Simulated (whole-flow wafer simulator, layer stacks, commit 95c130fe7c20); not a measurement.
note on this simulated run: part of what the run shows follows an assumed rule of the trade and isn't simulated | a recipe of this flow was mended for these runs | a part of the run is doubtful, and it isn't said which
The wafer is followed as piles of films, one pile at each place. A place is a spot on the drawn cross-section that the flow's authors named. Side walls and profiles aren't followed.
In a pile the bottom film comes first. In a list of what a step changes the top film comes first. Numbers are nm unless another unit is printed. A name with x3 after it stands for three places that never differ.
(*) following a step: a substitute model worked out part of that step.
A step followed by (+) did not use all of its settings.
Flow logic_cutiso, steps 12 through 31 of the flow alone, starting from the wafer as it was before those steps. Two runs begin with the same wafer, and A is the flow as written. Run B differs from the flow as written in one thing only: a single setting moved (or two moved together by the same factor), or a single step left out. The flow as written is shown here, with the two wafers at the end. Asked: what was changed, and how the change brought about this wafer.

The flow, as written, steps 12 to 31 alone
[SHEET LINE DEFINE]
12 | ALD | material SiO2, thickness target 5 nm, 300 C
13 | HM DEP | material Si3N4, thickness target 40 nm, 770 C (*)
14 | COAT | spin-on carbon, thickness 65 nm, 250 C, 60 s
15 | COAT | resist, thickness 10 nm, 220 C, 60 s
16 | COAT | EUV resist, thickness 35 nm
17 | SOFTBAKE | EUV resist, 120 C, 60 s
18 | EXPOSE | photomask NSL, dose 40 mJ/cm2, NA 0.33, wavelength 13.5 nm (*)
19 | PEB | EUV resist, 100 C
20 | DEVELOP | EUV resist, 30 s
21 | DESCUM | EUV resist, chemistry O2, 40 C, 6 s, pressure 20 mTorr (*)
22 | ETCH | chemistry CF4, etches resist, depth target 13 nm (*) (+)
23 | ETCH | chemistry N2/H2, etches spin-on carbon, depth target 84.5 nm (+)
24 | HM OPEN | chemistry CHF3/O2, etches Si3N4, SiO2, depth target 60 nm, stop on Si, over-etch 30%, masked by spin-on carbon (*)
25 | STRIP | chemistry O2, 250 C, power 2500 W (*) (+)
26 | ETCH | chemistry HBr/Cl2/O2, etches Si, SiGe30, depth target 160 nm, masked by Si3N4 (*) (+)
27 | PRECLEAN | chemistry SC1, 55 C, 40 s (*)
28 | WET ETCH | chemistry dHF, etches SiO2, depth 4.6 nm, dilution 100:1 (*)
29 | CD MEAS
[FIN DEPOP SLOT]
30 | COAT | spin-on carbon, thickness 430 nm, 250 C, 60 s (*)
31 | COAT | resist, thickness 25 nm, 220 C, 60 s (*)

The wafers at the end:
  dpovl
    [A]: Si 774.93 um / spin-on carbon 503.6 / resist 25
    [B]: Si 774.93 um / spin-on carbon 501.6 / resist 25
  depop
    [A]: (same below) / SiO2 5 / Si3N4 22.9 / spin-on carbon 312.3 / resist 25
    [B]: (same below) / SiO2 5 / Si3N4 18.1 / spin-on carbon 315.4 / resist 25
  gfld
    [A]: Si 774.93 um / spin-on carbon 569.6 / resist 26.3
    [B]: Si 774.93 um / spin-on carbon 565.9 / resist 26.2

What caused this: step 13, HM DEP: thickness target 35.2 nm was run, whereas the flow has thickness target 40 nm; step 23, ETCH: depth target 74.4 nm was run, where the flow has depth target 84.5 nm.

The path from the change to this, step by step:
  13 | HM DEP | material Si3N4, thickness target 40 nm, 770 C (*)
      depop, dpovl, gfld and 19 more: A Si3N4 gains 40 (new film) | B Si3N4 gains 35.2 (new film)
  23 | ETCH | chemistry N2/H2, etches spin-on carbon, depth target 84.5 nm (+)
      depop, gl, glp and 12 more: A EUV resist loses 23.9 (all of it), resist loses 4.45 | B EUV resist loses 23.9 (all of it), resist loses 3.78
  24 | HM OPEN | chemistry CHF3/O2, etches Si3N4, SiO2, depth target 60 nm, stop on Si, over-etch 30%, masked by spin-on carbon (*)
      depop, gl, glp and 12 more: A resist loses 5.55 (all of it), spin-on carbon loses 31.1 | B resist loses 6.22 (all of it), spin-on carbon loses 26.3
      dpovl, gfld, gxf, iso, isow, lnri, nsgap: A Si3N4 loses 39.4 (all of it), SiO2 loses 5 (all of it), Si loses 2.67 | B Si3N4 loses 34.9 (all of it), SiO2 loses 5 (all of it), Si loses 2.39
  25 | STRIP | chemistry O2, 250 C, power 2500 W (*) (+)
      depop, gl, glp and 12 more: A spin-on carbon loses 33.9 (all of it) | B spin-on carbon loses 38.7 (all of it)
